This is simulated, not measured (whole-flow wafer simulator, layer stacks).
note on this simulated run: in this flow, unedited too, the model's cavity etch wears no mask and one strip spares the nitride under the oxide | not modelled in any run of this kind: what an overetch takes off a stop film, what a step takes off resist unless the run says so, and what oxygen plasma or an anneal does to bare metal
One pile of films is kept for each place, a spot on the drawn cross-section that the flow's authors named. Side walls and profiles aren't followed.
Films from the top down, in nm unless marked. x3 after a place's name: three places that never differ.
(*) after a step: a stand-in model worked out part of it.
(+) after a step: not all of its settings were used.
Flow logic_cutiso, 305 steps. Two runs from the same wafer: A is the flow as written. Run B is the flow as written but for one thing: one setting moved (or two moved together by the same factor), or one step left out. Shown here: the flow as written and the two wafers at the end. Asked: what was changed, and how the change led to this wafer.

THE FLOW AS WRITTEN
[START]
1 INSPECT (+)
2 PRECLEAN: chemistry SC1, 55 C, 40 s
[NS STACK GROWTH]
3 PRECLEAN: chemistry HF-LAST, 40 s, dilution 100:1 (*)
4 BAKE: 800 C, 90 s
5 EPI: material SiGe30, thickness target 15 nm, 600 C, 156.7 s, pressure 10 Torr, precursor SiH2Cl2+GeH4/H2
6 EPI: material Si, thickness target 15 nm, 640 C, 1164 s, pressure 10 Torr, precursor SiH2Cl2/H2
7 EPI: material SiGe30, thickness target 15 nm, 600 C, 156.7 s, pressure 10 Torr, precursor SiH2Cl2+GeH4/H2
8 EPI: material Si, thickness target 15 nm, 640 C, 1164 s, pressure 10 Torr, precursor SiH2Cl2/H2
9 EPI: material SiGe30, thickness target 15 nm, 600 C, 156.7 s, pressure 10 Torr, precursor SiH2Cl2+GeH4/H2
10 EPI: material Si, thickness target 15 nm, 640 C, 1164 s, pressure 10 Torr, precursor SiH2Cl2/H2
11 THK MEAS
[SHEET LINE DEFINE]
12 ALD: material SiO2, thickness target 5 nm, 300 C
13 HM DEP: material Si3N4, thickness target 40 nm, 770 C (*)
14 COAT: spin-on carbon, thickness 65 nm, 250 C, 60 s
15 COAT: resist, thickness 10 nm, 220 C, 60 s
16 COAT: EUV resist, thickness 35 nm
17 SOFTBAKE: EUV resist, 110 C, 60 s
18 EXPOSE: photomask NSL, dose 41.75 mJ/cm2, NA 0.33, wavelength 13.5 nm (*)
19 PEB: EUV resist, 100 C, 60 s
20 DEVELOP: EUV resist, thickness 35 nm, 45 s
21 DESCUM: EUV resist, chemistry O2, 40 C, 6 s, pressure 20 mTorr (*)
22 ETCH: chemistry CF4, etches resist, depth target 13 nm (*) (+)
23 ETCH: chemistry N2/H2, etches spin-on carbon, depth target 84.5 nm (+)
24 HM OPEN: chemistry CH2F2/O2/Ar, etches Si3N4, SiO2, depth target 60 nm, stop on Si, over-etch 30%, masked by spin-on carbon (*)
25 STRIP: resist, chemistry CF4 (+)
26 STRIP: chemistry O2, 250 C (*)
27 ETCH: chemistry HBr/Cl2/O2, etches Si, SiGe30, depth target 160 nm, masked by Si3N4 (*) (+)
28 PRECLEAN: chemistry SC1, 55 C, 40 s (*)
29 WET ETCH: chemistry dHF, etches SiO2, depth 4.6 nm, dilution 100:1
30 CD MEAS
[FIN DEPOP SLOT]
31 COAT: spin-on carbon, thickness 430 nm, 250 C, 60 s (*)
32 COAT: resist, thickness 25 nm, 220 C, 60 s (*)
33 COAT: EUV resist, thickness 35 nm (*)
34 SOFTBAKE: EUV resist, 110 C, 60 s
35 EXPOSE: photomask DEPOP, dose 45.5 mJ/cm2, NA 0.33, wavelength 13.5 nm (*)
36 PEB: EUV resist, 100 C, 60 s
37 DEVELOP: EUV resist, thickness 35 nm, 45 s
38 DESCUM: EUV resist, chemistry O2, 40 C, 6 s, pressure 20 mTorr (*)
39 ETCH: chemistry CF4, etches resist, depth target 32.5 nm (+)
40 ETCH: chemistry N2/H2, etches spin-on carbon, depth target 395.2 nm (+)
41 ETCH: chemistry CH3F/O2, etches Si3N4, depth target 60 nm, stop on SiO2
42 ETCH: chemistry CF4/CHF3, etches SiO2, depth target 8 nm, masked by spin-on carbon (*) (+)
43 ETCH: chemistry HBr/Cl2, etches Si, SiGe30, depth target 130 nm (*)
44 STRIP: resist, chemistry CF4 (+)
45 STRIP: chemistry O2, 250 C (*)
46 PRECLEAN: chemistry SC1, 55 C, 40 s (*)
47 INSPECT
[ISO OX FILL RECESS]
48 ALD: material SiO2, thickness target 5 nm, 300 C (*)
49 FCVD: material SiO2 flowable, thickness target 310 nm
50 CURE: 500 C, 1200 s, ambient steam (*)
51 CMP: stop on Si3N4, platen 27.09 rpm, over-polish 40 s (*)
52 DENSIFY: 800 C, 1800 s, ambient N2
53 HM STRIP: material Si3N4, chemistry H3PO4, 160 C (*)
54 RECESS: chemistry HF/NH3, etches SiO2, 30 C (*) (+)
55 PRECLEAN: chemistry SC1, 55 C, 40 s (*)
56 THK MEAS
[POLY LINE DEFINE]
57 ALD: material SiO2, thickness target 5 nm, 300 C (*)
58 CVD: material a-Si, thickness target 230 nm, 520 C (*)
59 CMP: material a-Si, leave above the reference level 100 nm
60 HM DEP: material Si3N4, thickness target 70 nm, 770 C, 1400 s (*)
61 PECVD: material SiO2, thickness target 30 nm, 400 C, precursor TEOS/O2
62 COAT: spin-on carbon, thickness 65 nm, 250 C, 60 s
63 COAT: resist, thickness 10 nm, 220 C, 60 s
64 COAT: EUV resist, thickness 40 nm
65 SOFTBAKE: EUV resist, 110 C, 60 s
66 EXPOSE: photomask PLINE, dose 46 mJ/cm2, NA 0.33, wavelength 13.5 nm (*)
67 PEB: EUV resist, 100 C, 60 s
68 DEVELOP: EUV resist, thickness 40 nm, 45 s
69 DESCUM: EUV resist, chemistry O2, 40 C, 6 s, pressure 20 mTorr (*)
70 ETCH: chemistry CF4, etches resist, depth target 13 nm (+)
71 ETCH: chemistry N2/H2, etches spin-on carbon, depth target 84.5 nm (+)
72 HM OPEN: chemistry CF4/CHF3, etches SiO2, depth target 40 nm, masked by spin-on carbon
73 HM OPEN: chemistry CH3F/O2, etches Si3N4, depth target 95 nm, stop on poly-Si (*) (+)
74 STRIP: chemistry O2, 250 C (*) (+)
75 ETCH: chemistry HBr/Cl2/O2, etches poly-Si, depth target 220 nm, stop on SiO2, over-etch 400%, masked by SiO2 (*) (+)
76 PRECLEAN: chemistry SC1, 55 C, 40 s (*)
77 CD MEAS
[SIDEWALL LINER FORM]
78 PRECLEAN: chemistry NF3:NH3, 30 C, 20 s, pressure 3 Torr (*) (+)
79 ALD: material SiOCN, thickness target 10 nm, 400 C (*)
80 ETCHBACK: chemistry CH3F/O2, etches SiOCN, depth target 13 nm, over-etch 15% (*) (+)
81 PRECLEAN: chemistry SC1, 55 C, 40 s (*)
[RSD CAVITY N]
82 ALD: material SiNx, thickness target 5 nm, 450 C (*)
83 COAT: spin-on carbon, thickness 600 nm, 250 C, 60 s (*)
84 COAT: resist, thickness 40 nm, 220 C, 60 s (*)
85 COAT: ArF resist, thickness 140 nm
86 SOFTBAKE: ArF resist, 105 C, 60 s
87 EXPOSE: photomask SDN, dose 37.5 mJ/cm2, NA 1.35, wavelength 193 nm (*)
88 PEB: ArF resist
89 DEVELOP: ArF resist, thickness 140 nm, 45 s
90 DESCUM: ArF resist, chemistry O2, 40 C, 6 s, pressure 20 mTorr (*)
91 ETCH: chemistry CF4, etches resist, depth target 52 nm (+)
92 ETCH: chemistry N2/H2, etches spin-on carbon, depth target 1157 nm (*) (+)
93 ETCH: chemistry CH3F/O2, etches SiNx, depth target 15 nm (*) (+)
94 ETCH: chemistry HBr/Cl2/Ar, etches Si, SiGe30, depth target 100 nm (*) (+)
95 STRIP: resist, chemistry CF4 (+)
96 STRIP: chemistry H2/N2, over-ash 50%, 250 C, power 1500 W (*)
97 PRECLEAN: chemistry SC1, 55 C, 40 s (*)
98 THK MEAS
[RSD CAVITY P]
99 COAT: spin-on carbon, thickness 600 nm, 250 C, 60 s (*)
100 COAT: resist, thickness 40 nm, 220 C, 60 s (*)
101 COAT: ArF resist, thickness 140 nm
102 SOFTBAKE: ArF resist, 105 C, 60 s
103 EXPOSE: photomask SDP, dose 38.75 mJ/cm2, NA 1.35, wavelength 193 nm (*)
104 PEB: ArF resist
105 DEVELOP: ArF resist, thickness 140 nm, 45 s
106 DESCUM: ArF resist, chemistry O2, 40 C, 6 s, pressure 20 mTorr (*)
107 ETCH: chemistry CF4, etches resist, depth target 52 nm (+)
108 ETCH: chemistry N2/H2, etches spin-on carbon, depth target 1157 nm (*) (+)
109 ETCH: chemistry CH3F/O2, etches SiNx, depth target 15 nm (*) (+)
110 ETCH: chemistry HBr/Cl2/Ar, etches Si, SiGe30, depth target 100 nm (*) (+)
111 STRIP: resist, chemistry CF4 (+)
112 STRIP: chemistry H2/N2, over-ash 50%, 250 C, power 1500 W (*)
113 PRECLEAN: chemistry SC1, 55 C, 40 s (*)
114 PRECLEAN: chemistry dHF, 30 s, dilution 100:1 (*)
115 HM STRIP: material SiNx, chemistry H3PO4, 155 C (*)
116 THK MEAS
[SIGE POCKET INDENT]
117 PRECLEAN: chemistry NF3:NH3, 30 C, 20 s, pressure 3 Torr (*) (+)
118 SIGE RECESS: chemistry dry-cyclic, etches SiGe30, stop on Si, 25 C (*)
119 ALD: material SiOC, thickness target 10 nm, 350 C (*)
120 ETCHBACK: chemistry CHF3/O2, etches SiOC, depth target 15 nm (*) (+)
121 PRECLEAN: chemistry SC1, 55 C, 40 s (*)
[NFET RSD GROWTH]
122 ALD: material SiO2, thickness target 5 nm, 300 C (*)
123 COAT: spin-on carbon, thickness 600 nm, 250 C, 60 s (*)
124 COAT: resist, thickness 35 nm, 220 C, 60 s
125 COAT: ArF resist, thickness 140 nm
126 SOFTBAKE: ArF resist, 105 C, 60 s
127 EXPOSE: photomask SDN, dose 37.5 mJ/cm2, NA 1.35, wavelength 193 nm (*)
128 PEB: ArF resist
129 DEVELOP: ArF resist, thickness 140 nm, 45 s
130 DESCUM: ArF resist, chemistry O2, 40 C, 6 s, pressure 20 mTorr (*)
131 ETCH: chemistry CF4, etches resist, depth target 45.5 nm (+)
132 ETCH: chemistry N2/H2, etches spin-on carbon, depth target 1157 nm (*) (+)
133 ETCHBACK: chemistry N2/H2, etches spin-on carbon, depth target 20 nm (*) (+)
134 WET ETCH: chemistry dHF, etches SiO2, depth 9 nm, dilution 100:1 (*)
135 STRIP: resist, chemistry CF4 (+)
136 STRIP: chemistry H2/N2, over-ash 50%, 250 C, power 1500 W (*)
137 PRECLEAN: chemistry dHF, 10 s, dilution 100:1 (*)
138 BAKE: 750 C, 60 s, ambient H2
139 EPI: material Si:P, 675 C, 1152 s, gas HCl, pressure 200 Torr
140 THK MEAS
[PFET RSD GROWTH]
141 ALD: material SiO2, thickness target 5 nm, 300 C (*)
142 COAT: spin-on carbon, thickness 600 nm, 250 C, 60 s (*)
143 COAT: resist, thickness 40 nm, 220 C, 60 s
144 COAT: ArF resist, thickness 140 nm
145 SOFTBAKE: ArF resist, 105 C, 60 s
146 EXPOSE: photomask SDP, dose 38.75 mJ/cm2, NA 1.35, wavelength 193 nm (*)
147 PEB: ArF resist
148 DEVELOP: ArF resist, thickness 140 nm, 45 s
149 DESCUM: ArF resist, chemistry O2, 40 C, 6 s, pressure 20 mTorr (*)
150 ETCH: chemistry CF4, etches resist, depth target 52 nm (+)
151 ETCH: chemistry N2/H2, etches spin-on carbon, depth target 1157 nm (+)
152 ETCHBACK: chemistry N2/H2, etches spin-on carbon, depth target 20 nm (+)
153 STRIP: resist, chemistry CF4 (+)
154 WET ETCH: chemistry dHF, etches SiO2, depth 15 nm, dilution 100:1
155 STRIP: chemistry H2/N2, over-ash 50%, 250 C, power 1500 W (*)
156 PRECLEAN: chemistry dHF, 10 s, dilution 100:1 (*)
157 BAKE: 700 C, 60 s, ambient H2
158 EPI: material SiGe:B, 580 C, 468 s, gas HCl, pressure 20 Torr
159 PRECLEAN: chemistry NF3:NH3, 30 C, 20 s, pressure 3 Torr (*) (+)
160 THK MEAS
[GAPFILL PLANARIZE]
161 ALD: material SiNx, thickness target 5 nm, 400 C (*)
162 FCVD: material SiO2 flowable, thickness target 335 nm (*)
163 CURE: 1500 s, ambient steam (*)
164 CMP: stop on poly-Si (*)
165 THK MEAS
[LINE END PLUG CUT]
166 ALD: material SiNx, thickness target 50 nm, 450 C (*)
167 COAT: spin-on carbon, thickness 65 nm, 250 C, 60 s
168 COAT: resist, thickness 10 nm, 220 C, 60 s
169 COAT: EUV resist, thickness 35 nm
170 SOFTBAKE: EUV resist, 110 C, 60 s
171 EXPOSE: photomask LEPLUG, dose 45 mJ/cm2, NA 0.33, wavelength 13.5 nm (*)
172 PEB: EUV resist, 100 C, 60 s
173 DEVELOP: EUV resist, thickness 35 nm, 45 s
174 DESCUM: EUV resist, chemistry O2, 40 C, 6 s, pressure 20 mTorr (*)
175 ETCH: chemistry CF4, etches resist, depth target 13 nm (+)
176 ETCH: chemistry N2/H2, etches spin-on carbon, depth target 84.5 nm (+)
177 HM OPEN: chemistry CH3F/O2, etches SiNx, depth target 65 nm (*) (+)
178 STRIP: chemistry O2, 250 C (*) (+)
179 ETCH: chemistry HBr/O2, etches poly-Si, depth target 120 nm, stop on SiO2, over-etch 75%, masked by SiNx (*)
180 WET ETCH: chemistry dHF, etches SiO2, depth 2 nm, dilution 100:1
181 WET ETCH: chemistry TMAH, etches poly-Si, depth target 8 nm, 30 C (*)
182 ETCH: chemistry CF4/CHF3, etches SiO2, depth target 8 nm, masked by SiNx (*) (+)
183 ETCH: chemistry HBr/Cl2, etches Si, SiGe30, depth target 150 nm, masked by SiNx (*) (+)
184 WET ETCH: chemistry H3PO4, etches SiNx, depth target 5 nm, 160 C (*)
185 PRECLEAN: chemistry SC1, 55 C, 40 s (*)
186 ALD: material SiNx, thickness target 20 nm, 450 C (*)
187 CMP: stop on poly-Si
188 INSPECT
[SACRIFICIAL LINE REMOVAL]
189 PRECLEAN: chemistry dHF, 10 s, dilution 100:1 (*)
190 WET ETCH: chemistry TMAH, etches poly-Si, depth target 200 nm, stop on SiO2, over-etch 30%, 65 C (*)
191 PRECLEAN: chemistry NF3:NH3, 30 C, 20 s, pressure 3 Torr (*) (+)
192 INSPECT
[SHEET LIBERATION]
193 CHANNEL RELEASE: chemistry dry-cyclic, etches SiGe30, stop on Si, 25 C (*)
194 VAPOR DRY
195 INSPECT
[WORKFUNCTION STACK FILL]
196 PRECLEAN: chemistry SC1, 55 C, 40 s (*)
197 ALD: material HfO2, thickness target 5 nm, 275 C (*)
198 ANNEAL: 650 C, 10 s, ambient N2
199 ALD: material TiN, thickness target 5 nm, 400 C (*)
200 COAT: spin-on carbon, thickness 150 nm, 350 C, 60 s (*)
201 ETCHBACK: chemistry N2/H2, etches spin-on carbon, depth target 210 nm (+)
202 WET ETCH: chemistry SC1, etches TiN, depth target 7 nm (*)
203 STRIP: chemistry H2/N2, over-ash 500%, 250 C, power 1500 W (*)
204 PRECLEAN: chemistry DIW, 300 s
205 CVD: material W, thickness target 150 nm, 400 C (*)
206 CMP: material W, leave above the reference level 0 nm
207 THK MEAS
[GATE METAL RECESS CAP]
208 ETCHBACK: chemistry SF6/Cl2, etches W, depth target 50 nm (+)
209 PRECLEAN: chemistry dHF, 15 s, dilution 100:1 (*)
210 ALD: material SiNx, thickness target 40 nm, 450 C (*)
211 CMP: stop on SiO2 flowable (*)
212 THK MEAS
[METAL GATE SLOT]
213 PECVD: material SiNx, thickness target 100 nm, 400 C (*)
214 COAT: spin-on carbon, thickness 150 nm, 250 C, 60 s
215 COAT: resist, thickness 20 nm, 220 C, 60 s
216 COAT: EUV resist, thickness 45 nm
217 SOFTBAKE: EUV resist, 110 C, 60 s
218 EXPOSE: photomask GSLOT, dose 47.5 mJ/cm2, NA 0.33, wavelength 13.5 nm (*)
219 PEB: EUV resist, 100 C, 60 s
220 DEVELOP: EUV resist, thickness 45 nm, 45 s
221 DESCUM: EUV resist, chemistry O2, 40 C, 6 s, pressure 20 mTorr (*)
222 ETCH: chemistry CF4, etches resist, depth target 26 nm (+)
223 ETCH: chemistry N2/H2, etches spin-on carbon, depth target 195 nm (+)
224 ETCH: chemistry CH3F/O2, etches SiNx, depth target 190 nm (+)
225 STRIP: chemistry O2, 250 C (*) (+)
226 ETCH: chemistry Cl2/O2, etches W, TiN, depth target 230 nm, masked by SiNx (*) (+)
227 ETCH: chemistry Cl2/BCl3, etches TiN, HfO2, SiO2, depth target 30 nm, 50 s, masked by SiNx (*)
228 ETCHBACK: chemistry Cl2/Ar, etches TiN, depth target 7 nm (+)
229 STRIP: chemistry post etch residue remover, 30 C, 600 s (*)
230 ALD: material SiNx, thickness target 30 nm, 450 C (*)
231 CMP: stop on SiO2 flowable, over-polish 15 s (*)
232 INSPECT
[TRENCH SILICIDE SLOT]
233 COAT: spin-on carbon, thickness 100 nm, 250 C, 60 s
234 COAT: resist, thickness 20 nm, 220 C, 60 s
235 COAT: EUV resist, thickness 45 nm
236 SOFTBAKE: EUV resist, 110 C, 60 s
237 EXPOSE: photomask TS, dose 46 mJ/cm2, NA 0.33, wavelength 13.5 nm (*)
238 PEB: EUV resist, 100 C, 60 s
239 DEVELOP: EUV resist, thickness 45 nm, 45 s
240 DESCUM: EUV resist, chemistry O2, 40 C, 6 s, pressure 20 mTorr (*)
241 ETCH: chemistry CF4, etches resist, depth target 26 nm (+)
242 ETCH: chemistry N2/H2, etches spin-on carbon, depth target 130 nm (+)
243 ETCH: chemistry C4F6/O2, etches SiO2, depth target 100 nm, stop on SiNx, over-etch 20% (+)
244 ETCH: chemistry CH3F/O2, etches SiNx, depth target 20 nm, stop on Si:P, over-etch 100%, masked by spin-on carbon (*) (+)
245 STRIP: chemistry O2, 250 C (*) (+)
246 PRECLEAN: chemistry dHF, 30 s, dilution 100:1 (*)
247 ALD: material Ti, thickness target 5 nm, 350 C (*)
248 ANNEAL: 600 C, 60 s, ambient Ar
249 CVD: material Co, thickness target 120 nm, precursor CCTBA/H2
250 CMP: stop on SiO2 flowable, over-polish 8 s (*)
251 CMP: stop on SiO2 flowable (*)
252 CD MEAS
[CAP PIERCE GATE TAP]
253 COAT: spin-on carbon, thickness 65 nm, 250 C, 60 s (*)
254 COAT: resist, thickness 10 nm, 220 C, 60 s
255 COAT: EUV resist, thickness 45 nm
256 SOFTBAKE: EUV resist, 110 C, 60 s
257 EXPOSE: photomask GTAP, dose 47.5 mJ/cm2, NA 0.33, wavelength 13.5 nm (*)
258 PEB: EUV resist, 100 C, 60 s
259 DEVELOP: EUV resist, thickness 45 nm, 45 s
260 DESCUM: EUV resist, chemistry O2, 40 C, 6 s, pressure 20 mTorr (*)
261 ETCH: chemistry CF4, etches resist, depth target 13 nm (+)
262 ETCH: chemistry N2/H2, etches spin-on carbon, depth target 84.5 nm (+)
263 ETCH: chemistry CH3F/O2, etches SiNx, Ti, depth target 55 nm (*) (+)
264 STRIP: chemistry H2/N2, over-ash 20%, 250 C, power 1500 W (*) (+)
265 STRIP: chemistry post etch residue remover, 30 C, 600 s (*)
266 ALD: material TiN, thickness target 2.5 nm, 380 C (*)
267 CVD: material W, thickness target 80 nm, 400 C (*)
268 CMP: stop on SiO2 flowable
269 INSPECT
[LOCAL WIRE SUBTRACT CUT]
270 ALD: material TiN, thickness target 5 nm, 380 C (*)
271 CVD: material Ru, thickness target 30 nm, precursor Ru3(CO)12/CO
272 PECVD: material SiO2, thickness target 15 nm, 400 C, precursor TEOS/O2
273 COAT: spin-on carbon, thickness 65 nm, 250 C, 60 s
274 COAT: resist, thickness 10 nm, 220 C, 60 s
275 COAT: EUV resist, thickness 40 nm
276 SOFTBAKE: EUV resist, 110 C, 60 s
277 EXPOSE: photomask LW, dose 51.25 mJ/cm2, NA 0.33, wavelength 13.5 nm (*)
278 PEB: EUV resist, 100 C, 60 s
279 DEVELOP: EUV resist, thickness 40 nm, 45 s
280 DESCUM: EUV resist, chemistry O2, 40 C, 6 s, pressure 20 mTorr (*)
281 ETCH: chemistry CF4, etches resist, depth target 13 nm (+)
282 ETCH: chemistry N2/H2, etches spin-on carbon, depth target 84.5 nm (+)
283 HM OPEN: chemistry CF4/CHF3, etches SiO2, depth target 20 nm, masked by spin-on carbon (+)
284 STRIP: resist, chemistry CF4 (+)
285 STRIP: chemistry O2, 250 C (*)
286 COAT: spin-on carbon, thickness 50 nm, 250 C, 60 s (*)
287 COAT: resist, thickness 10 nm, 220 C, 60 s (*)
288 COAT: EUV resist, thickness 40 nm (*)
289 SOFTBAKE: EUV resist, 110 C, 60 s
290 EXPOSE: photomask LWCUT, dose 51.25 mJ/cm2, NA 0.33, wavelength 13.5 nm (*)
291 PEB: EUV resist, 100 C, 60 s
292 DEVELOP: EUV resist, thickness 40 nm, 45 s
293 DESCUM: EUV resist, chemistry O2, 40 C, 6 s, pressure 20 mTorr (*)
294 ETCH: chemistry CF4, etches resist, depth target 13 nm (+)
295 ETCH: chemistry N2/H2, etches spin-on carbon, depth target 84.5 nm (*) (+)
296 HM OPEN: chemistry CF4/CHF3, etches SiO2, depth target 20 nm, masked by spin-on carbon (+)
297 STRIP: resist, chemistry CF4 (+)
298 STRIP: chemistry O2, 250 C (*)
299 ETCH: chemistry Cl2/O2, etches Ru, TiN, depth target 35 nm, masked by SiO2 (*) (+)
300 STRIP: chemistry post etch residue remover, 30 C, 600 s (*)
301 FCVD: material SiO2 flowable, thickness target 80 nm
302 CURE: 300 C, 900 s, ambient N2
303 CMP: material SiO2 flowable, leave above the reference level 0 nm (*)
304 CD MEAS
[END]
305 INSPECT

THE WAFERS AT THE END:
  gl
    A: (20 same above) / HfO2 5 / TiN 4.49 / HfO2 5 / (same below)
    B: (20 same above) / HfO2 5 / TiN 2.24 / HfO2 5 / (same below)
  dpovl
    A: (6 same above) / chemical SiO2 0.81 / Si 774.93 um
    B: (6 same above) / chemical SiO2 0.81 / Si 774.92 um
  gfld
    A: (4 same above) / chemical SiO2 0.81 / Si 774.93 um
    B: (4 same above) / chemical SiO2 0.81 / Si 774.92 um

The cause: step 5, EPI: thickness target 12.8 nm was run, where the flow has thickness target 15 nm; step 5, EPI: 133.2 s was run, where the flow has 156.7 s.

How the change led to this, step by step:
  5 EPI: material SiGe30, thickness target 15 nm, 600 C, 156.7 s, pressure 10 Torr, precursor SiH2Cl2+GeH4/H2
      depop, dpovl, gfld and 19 more: A SiGe30 +15 (new film) | B SiGe30 +12.8 (new film)
  27 ETCH: chemistry HBr/Cl2/O2, etches Si, SiGe30, depth target 160 nm, masked by Si3N4 (*) (+)
      gfld, gxf, iso, lnri: A chemical SiO2 -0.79 (all of it), Si -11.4 (all of it), SiGe30 -15 (all of it), Si -15 (all of it), SiGe30 -15 (all of it), Si -15 (all of it), SiGe30 -15 (all of it), Si -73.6 | B chemical SiO2 -0.79 (all of it), Si -11.4 (all of it), SiGe30 -15 (all of it), Si -15 (all of it), SiGe30 -15 (all of it), Si -15 (all of it), SiGe30 -12.8 (all of it), Si -75.9
      dpovl, nsgap: A chemical SiO2 -0.79 (all of it), Si -11.8 (all of it), SiGe30 -15 (all of it), Si -15 (all of it), SiGe30 -15 (all of it), Si -15 (all of it), SiGe30 -15 (all of it), Si -73.2 | B chemical SiO2 -0.79 (all of it), Si -11.8 (all of it), SiGe30 -15 (all of it), Si -15 (all of it), SiGe30 -15 (all of it), Si -15 (all of it), SiGe30 -12.8 (all of it), Si -75.5
      (and at 1 more place)
  43 ETCH: chemistry HBr/Cl2, etches Si, SiGe30, depth target 130 nm (*)
      depop: A Si -14 (all of it), SiGe30 -15 (all of it), Si -15 (all of it), SiGe30 -15 (all of it), Si -15 (all of it), SiGe30 -15 (all of it), Si -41 | B Si -14 (all of it), SiGe30 -15 (all of it), Si -15 (all of it), SiGe30 -15 (all of it), Si -15 (all of it), SiGe30 -12.8 (all of it), Si -43.2
  94 ETCH: chemistry HBr/Cl2/Ar, etches Si, SiGe30, depth target 100 nm (*) (+)
      rsdn, rsdx: A chemical SiO2 -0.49 (all of it), Si -12.8 (all of it), SiGe30 -15 (all of it), Si -15 (all of it), SiGe30 -15 (all of it), Si -15 (all of it), SiGe30 -15 (all of it), Si -12.2 | B chemical SiO2 -0.49 (all of it), Si -12.8 (all of it), SiGe30 -15 (all of it), Si -15 (all of it), SiGe30 -15 (all of it), Si -15 (all of it), SiGe30 -12.8 (all of it), Si -14.4
  110 ETCH: chemistry HBr/Cl2/Ar, etches Si, SiGe30, depth target 100 nm (*) (+)
      rsdp, rsdw: A chemical SiO2 -0.49 (all of it), Si -12.8 (all of it), SiGe30 -15 (all of it), Si -15 (all of it), SiGe30 -15 (all of it), Si -15 (all of it), SiGe30 -15 (all of it), Si -12.2 | B chemical SiO2 -0.49 (all of it), Si -12.8 (all of it), SiGe30 -15 (all of it), Si -15 (all of it), SiGe30 -15 (all of it), Si -15 (all of it), SiGe30 -12.8 (all of it), Si -14.4
  118 SIGE RECESS: chemistry dry-cyclic, etches SiGe30, stop on Si, 25 C (*)
      lnr, lnrp, lnrt: A SiOCN -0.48, Si -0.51, cavity +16 (new film), SiGe30 -15 (all of it), Si -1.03, cavity +16 (new film), SiGe30 -15 (all of it), Si -1.03, cavity +16 (new film), SiGe30 -15 (all of it), Si -0.51 | B SiOCN -0.48, Si -0.51, cavity +16 (new film), SiGe30 -15 (all of it), Si -1.03, cavity +16 (new film), SiGe30 -15 (all of it), Si -1.03, cavity +13.8 (new film), SiGe30 -12.8 (all of it), Si -0.51
  119 ALD: material SiOC, thickness target 10 nm, 350 C (*)
      lnr, lnrp, lnrt: A SiOC +10 (new film), SiOC +16 (new film), cavity -16 (all of it), SiOC +16 (new film), cavity -16 (all of it), SiOC +16 (new film), cavity -16 (all of it) | B SiOC +10 (new film), SiOC +16 (new film), cavity -16 (all of it), SiOC +16 (new film), cavity -16 (all of it), SiOC +13.8 (new film), cavity -13.8 (all of it)
  183 ETCH: chemistry HBr/Cl2, etches Si, SiGe30, depth target 150 nm, masked by SiNx (*) (+)
      plug: A Si -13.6 (all of it), SiGe30 -15 (all of it), Si -15 (all of it), SiGe30 -15 (all of it), Si -15 (all of it), SiGe30 -15 (all of it), Si -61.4 | B Si -13.6 (all of it), SiGe30 -15 (all of it), Si -15 (all of it), SiGe30 -15 (all of it), Si -15 (all of it), SiGe30 -12.8 (all of it), Si -63.7
  193 CHANNEL RELEASE: chemistry dry-cyclic, etches SiGe30, stop on Si, 25 C (*)
      gl, glp, gxn, gxp, ns, tap: A chemical SiO2 +0.8 (new film), Si -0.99, chemical SiO2 +0.8 (new film), cavity +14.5 (new film), chemical SiO2 +0.8 (new film), SiGe30 -15 (all of it), Si -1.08, chemical SiO2 +0.8 (new film), cavity +14.5 (new film), chemical SiO2 +0.8 (new film), SiGe30 -15 (all of it), Si -1.08, chemical SiO2 +0.8 (new film), cavity +14.5 (new film), chemical SiO2 +0.8 (new film), SiGe30 -15 (all of it), Si -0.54 | B chemical SiO2 +0.8 (new film), Si -0.99, chemical SiO2 +0.8 (new film), cavity +14.5 (new film), chemical SiO2 +0.8 (new film), SiGe30 -15 (all of it), Si -1.08, chemical SiO2 +0.8 (new film), cavity +14.5 (new film), chemical SiO2 +0.8 (new film), SiGe30 -15 (all of it), Si -1.08, chemical SiO2 +0.8 (new film), cavity +12.2 (new film), chemical SiO2 +0.8 (new film), SiGe30 -12.8 (all of it), Si -0.54
  199 ALD: material TiN, thickness target 5 nm, 400 C (*)
      gl, glp, tap: A TiN +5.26 (new film), TiN +4.49 (new film), cavity -4.49 (all of it), TiN +4.49 (new film), cavity -4.49 (all of it), TiN +4.49 (new film), cavity -4.49 (all of it) | B TiN +5.26 (new film), TiN +4.49 (new film), cavity -4.49 (all of it), TiN +4.49 (new film), cavity -4.49 (all of it), TiN +2.24 (new film), cavity -2.24 (all of it)
      gxn, gxp, ns: A TiN +5 (new film), TiN +4.49 (new film), cavity -4.49 (all of it), TiN +4.49 (new film), cavity -4.49 (all of it), TiN +4.49 (new film), cavity -4.49 (all of it) | B TiN +5 (new film), TiN +4.49 (new film), cavity -4.49 (all of it), TiN +4.49 (new film), cavity -4.49 (all of it), TiN +2.24 (new film), cavity -2.24 (all of it)
